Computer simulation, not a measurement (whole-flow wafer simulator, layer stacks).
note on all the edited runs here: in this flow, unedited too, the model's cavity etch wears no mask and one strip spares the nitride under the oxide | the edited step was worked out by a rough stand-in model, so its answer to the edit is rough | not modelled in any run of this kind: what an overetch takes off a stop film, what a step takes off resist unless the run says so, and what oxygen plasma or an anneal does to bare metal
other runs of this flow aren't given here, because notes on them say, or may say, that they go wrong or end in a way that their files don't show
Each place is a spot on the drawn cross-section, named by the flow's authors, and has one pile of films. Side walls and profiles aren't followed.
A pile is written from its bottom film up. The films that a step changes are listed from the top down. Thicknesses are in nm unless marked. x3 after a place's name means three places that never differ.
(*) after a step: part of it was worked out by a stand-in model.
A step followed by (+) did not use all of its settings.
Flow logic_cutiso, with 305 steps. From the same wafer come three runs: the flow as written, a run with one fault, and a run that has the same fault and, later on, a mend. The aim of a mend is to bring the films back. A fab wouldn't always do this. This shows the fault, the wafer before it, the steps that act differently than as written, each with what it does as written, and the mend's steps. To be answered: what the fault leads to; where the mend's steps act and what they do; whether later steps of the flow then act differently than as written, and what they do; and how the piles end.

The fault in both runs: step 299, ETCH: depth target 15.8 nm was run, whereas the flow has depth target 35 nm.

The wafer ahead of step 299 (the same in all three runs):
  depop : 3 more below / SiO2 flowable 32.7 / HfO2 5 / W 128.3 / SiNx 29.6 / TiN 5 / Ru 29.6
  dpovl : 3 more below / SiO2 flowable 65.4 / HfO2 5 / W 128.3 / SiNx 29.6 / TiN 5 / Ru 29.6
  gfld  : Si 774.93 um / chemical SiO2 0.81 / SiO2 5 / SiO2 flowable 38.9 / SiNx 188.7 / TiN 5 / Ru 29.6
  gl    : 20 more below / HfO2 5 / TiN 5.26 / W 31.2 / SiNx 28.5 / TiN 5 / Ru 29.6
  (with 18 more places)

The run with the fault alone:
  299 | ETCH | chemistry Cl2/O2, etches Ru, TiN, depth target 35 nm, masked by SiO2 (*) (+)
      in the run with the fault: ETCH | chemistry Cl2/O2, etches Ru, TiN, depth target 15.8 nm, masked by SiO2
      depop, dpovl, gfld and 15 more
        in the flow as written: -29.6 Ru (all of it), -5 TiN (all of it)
        in the run with the fault: -15.8 Ru
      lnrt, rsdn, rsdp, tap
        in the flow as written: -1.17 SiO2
        in the run with the fault: -0.53 SiO2
  Steps later in the flow that act otherwise than as written (1 more step, not shown, differs only slightly: by at most 2% or 0.5 nm, whichever is larger):
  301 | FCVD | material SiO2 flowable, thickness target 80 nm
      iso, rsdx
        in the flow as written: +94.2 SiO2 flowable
        in the run with the fault: +88.9 SiO2 flowable (new film)
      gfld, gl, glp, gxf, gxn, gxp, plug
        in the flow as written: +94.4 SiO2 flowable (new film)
        in the run with the fault: +88.9 SiO2 flowable (new film)
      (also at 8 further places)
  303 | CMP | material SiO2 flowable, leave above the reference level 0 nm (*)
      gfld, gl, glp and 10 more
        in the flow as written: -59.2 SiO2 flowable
        in the run with the fault: -72.8 SiO2 flowable
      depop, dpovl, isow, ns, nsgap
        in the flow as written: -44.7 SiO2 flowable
        in the run with the fault: -63.8 SiO2 flowable
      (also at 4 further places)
  At depop, dpovl, gfld and 15 more, the piles at the end differ from the flow's by more than 2% or 0.5 nm, whichever is larger.
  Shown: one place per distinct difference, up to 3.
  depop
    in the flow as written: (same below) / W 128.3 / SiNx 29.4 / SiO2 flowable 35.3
    in the run with the fault: (same below) / W 128.3 / SiNx 29.6 / TiN 5 / Ru 13.8 / SiO2 flowable 16.2
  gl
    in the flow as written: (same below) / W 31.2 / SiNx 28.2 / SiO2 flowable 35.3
    in the run with the fault: (same below) / W 31.2 / SiNx 28.5 / TiN 5 / Ru 13.8 / SiO2 flowable 16.2
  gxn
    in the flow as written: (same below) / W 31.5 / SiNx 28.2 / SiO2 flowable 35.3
    in the run with the fault: (same below) / W 31.5 / SiNx 28.5 / TiN 5 / Ru 13.8 / SiO2 flowable 16.2

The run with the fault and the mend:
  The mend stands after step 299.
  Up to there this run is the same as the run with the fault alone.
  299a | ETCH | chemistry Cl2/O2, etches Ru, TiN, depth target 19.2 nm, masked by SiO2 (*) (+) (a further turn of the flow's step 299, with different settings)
      depop, dpovl, gfld and 15 more
        -13.8 Ru (all of it), -5 TiN (all of it)
      lnrt, rsdn, rsdp, tap
        -0.64 SiO2
  None of the later steps of the flow acts differently than as written at any place that is followed.
  At every place that both follow, the piles at the end match the flow's.
